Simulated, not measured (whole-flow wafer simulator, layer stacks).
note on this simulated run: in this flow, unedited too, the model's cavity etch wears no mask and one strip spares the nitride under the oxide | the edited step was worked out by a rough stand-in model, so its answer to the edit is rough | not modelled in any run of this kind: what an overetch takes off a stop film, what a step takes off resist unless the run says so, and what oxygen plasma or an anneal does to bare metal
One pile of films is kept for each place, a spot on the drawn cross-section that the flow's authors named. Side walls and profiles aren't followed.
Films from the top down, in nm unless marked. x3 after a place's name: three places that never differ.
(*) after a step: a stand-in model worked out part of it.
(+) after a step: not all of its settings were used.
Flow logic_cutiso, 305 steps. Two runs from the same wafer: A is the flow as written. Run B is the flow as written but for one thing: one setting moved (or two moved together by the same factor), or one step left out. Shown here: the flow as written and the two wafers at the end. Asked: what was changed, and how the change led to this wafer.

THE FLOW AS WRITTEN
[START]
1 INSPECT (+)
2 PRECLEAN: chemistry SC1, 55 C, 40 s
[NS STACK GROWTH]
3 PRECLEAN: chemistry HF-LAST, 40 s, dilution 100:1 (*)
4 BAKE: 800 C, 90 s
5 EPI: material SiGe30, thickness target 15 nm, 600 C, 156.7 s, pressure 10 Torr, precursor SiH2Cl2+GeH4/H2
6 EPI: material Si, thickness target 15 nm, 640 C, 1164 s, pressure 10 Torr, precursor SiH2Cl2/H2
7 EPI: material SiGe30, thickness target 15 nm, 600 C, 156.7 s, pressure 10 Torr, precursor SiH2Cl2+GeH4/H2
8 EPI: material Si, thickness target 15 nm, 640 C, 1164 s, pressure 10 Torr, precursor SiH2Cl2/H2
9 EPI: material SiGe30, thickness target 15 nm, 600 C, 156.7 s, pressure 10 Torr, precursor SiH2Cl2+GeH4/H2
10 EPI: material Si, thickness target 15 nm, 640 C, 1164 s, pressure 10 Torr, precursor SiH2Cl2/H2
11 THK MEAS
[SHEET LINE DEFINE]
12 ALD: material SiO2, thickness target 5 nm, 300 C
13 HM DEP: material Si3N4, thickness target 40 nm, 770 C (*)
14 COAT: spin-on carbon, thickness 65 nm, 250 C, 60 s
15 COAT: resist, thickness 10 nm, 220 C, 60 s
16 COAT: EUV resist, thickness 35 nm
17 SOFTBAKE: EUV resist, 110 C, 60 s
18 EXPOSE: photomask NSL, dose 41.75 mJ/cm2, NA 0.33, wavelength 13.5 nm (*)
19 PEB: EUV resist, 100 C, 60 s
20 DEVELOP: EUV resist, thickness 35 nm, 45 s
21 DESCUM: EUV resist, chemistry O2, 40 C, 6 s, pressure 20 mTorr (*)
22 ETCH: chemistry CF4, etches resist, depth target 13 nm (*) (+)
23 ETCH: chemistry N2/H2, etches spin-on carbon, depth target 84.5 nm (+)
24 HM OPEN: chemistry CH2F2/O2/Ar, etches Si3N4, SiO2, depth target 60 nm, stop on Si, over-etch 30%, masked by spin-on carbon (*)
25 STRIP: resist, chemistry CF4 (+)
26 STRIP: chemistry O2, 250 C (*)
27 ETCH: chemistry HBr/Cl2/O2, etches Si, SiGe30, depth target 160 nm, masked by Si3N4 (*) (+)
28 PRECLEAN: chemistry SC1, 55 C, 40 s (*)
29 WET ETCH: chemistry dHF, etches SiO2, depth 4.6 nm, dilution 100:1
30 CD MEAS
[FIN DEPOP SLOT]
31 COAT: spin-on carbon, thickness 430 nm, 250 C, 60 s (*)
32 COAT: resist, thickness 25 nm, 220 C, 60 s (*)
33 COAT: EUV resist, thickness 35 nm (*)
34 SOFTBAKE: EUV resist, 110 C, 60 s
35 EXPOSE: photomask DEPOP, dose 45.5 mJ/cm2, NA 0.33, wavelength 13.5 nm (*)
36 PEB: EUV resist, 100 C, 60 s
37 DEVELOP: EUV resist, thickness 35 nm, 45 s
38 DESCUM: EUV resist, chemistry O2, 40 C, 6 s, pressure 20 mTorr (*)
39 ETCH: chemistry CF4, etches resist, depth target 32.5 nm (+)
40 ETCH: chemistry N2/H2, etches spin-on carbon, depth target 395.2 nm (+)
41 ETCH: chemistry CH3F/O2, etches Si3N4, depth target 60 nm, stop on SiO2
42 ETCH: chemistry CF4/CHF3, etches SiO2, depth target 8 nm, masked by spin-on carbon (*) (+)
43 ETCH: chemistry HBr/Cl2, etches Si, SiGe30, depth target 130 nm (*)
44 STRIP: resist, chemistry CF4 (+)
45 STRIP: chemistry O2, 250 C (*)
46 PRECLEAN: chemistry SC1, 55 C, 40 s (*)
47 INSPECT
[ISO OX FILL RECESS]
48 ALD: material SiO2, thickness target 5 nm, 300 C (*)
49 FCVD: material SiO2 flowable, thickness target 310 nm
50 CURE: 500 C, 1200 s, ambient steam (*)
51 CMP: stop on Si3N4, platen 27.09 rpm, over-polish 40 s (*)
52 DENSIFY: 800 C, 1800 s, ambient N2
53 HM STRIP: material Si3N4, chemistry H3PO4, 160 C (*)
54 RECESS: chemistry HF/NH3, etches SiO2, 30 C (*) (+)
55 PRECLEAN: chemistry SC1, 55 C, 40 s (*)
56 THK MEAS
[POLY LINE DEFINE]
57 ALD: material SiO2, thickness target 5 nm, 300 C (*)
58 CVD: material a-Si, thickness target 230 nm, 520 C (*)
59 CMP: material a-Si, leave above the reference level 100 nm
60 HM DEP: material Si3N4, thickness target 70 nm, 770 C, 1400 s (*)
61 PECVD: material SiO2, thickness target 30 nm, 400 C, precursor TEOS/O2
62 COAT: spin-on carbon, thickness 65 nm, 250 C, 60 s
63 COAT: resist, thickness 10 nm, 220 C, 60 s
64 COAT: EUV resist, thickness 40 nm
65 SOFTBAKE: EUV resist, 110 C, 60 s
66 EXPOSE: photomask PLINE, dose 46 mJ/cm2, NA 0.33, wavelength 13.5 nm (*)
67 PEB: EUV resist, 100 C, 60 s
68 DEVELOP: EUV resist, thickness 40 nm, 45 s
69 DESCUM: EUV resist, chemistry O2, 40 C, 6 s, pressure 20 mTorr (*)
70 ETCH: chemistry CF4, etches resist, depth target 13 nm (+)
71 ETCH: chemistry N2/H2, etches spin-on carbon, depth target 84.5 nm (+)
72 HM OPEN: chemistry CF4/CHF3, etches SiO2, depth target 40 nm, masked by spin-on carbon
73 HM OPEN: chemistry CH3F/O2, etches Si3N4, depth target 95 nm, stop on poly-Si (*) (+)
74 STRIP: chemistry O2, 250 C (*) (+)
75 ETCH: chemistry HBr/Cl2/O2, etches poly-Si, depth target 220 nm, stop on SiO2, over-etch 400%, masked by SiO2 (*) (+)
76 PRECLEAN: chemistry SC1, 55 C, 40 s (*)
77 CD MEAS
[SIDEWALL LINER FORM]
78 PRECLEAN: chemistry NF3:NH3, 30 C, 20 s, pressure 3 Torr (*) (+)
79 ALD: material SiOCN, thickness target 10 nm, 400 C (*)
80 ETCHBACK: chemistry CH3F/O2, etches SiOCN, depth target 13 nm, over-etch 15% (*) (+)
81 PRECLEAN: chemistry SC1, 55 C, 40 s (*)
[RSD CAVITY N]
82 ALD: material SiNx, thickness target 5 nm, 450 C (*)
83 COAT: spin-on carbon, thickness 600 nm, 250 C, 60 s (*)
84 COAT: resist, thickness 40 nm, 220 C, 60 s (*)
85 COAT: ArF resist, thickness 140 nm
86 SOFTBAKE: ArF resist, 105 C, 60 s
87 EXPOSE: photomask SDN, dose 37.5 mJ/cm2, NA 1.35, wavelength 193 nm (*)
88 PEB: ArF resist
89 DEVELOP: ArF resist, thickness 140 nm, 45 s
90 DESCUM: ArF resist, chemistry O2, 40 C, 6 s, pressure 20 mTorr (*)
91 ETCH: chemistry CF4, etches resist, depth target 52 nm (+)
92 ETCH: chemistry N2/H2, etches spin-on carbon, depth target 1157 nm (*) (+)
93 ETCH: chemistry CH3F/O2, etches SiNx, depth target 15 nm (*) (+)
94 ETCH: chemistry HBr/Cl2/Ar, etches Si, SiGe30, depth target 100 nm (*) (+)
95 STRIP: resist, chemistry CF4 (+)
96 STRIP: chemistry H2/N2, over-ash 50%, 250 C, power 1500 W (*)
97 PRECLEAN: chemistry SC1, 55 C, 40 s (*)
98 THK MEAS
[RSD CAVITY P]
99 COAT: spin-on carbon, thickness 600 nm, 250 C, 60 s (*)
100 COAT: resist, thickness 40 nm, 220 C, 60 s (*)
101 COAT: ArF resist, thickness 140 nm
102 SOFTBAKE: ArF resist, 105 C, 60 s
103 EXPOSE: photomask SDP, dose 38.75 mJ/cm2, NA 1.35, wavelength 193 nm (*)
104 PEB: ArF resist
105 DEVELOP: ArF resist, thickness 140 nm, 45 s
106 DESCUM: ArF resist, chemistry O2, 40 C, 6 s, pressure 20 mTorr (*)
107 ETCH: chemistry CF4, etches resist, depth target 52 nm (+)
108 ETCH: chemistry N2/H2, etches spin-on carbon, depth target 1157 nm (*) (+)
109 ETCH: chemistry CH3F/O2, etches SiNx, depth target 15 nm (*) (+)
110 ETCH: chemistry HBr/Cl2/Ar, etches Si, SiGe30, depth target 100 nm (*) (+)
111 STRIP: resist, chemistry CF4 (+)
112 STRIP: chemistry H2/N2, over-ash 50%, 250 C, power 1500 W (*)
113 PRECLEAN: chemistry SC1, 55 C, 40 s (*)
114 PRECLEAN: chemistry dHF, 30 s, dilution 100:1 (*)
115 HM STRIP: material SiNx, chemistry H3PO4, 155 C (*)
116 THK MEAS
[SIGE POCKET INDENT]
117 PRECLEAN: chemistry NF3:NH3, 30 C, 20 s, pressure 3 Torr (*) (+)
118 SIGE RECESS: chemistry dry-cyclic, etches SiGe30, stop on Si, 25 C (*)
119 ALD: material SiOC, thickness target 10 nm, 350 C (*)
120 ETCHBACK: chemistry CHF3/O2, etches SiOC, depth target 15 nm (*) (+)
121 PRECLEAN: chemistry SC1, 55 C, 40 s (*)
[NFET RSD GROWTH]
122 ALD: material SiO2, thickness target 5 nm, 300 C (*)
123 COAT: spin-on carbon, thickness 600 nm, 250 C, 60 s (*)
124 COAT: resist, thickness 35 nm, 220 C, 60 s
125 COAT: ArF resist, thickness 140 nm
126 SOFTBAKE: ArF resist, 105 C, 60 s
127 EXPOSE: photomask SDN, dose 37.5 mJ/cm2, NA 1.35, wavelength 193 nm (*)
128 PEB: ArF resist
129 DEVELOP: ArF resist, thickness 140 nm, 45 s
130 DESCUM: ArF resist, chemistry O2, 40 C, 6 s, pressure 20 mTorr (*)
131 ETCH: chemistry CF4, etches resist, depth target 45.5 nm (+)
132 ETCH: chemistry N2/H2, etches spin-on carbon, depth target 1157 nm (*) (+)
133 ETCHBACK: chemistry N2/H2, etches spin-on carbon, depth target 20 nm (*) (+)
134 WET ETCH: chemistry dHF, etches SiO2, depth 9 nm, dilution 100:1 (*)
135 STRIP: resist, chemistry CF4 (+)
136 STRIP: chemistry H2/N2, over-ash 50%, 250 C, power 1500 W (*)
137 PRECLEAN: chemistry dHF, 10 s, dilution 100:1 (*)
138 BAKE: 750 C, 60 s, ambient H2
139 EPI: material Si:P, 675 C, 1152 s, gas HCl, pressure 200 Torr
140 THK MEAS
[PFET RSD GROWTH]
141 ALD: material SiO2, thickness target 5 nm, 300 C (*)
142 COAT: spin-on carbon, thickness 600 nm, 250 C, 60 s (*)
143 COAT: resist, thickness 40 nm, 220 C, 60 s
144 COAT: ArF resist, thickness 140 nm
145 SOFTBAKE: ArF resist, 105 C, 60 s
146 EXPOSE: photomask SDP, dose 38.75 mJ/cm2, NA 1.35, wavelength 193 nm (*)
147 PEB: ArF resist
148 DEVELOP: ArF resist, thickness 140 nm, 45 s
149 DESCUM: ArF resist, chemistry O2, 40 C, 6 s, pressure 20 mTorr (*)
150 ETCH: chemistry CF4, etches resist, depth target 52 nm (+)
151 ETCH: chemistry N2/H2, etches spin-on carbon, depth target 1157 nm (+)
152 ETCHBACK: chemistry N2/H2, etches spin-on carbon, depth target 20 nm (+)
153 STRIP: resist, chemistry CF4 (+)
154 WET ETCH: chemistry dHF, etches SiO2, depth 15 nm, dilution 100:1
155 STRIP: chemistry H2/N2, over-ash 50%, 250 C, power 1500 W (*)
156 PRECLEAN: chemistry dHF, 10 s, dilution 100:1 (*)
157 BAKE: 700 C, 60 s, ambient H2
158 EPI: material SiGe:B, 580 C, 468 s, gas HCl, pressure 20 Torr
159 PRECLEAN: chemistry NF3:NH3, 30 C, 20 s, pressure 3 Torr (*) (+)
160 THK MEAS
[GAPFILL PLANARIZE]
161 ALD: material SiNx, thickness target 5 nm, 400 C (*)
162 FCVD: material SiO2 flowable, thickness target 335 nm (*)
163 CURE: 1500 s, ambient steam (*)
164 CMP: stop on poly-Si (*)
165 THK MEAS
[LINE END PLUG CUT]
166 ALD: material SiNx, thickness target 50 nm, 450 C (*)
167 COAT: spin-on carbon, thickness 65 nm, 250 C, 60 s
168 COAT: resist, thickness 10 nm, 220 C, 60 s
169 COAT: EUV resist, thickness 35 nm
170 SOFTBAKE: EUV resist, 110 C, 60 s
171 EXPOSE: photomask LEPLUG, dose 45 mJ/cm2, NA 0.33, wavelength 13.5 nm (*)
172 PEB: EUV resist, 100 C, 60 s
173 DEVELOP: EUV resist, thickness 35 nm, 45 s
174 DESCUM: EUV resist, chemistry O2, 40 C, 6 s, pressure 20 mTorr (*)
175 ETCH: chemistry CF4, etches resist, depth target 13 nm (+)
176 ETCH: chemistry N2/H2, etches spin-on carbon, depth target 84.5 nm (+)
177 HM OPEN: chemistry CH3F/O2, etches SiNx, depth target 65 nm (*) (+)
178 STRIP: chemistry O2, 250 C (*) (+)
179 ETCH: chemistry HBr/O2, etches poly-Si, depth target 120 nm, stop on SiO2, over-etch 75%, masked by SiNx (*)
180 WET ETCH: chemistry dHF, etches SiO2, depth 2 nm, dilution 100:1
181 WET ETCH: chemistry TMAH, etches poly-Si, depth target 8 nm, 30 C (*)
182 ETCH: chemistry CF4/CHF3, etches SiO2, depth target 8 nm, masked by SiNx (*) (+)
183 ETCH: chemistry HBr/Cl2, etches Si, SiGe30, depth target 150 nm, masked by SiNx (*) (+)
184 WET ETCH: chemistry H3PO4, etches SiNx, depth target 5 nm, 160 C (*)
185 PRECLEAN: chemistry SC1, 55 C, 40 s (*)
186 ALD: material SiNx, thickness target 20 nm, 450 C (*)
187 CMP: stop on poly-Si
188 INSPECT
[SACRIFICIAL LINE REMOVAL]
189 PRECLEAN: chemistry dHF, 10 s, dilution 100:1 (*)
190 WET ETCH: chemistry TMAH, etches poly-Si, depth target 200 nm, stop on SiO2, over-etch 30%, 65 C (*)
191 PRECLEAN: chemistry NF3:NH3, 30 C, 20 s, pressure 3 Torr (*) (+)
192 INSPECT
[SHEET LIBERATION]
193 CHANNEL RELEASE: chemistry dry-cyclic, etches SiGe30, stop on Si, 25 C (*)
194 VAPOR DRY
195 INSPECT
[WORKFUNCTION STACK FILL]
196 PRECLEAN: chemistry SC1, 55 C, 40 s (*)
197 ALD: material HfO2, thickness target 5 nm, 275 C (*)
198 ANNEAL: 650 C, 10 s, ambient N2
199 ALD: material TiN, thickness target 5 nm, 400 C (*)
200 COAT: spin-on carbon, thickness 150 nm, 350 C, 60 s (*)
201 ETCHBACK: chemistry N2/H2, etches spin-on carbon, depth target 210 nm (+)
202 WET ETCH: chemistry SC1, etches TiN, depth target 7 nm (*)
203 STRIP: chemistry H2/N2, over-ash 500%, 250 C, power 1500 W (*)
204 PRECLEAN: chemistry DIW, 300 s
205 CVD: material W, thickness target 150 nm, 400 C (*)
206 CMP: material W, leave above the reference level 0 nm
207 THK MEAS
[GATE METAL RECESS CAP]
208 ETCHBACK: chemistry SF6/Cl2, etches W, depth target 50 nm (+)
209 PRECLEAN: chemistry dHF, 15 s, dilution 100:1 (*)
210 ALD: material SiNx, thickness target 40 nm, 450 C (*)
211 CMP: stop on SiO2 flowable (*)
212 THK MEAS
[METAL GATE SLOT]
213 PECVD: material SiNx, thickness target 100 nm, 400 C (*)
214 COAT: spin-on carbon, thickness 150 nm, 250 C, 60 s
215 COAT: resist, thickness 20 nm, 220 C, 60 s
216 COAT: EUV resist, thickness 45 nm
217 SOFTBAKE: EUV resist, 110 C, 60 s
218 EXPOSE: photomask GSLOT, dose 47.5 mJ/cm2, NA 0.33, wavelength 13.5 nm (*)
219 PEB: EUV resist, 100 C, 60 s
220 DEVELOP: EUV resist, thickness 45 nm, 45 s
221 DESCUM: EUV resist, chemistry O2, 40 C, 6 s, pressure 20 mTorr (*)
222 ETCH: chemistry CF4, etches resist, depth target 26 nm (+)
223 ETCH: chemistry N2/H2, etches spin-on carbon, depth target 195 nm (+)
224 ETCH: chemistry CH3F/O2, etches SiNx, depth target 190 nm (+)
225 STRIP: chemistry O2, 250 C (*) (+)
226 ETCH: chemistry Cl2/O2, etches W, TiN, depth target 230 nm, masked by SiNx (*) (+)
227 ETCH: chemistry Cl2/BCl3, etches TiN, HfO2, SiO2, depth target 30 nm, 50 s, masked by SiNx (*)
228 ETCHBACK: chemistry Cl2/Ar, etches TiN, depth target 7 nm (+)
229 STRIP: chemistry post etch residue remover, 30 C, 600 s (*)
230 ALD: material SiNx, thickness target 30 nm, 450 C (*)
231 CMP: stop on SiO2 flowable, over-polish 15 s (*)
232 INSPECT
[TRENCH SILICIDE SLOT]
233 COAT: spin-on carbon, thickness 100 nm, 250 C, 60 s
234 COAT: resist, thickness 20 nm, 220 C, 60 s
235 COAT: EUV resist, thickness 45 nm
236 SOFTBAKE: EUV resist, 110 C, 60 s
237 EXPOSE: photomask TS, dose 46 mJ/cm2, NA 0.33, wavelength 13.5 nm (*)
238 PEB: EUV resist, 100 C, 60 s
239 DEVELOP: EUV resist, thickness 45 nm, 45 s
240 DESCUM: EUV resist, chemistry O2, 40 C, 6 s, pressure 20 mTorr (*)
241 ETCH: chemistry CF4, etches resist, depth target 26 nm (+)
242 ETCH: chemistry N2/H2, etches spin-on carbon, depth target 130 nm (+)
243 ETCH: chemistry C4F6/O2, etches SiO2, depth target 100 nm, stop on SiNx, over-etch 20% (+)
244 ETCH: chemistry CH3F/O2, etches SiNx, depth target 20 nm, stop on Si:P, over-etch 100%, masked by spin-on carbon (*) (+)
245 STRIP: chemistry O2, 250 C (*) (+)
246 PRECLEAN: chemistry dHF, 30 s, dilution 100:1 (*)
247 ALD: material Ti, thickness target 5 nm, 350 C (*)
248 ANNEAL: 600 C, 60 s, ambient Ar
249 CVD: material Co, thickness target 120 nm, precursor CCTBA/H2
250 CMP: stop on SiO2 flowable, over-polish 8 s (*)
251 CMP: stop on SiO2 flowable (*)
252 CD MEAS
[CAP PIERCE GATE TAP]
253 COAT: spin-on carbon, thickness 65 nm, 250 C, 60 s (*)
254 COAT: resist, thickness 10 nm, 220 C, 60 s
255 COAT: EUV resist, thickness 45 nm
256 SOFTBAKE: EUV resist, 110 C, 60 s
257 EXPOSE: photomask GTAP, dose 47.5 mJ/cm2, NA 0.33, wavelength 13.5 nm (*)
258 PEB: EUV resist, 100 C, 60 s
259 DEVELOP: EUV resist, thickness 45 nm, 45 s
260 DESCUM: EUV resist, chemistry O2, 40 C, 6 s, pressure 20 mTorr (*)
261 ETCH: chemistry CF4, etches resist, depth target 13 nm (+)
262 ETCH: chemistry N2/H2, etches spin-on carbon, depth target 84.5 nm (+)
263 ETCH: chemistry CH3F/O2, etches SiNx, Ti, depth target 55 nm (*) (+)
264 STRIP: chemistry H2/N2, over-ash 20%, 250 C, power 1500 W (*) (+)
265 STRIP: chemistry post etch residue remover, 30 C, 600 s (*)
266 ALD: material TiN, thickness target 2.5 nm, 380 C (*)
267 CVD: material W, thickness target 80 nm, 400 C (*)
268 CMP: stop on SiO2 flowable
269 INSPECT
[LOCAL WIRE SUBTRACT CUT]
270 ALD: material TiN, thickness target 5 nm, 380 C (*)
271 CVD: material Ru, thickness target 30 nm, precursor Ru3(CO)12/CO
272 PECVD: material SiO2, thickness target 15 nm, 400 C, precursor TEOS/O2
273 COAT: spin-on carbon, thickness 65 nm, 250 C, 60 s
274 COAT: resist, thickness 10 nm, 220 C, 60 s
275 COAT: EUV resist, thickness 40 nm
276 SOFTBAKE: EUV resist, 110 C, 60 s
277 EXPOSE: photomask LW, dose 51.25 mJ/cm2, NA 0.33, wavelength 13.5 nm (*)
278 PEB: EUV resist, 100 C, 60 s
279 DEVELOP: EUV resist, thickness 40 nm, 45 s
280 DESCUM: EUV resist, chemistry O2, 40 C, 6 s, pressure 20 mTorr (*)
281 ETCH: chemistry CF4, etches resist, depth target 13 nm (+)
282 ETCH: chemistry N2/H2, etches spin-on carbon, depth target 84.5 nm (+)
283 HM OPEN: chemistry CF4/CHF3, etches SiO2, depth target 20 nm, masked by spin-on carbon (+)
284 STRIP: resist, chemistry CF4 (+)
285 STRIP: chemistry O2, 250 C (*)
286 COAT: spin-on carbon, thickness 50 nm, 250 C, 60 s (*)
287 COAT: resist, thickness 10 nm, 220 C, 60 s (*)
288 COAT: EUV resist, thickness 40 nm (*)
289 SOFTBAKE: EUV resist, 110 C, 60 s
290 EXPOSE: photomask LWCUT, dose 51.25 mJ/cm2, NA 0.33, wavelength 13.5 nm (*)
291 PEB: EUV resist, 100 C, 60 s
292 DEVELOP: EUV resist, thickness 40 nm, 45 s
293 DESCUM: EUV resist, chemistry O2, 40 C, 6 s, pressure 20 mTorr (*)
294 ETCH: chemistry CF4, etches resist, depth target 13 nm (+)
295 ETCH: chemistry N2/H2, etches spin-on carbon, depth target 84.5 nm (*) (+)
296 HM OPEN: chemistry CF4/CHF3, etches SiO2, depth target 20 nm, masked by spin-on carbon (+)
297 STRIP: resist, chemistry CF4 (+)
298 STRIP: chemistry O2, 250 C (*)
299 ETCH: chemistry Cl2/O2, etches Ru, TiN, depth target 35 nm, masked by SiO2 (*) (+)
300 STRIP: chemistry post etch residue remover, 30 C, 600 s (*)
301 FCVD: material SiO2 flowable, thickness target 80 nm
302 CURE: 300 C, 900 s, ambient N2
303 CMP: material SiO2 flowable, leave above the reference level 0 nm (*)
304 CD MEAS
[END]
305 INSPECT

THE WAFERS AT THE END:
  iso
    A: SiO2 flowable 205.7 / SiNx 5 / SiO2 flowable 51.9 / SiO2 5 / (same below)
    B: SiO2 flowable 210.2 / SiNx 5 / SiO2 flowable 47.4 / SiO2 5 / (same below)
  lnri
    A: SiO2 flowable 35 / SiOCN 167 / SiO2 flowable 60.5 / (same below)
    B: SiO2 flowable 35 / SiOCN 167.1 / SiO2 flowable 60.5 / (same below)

The cause: step 119, ALD: thickness target 5.5 nm was run, where the flow has thickness target 10 nm.

How the change led to this, step by step:
  119 ALD: material SiOC, thickness target 10 nm, 350 C (*)
      depop, dpovl, gfld and 14 more: A SiOC +10 (new film) | B SiOC +5.5 (new film)
      lnr, lnrp, lnrt: A SiOC +10 (new film), SiOC +16 (new film), cavity -16 (all of it), SiOC +16 (new film), cavity -16 (all of it), SiOC +16 (new film), cavity -16 (all of it) | B SiOC +5.5 (new film), SiOC +16 (new film), cavity -16 (all of it), SiOC +16 (new film), cavity -16 (all of it), SiOC +16 (new film), cavity -16 (all of it)
      (and at 2 more places)
  120 ETCHBACK: chemistry CHF3/O2, etches SiOC, depth target 15 nm (*) (+)
      depop, dpovl, gfld, gxf, isow, ns, nsgap, plug: A SiOC -10 (all of it), SiO2 -5 | B SiOC -5.5 (all of it), SiO2 -9.64 (all of it)
      gxn: A SiOC -11 (all of it), SiO2 -4.21 (all of it) | B SiOC -5.5 (all of it), SiO2 -4.21 (all of it), Si3N4 -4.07
      (and at 13 more places)
  122 ALD: material SiO2, thickness target 5 nm, 300 C (*)
      depop, dpovl, gfld, gxf, isow, ns, nsgap, plug: A SiO2 +5 | B SiO2 +5 (new film)
  141 ALD: material SiO2, thickness target 5 nm, 300 C (*)
      gxn: A SiO2 +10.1 (new film) | B SiO2 +12.1 (new film)
      gxp: A SiO2 +5 | B SiO2 +5.74
  153 STRIP: resist, chemistry CF4 (+)
      gxp: A SiO2 -3.06 (all of it) | B SiO2 -3.66 (all of it)
  159 PRECLEAN: chemistry NF3:NH3, 30 C, 20 s, pressure 3 Torr (*) (+)
      depop, dpovl, gfld, gxf, isow, ns, nsgap, plug: A SiO2 -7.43 | B SiO2 -6.96 (all of it)
  161 ALD: material SiNx, thickness target 5 nm, 400 C (*)
      gxp: A SiNx +5 (new film) | B SiNx +5.83 (new film)
  164 CMP: stop on poly-Si (*)
      depop, dpovl, isow, ns, nsgap: A SiO2 flowable -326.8 (all of it), SiNx -5 (all of it), SiO2 -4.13 (all of it), Si3N4 -70 (all of it) | B SiO2 flowable -326.8 (all of it), SiNx -5 (all of it), Si3N4 -70 (all of it)
      gfld, gxf: A SiO2 flowable -251.9 (all of it), SiNx -5 (all of it), SiO2 -4.13 (all of it), Si3N4 -70 (all of it) | B SiO2 flowable -254.1 (all of it), SiNx -5 (all of it), Si3N4 -70 (all of it)
      (and at 10 more places)
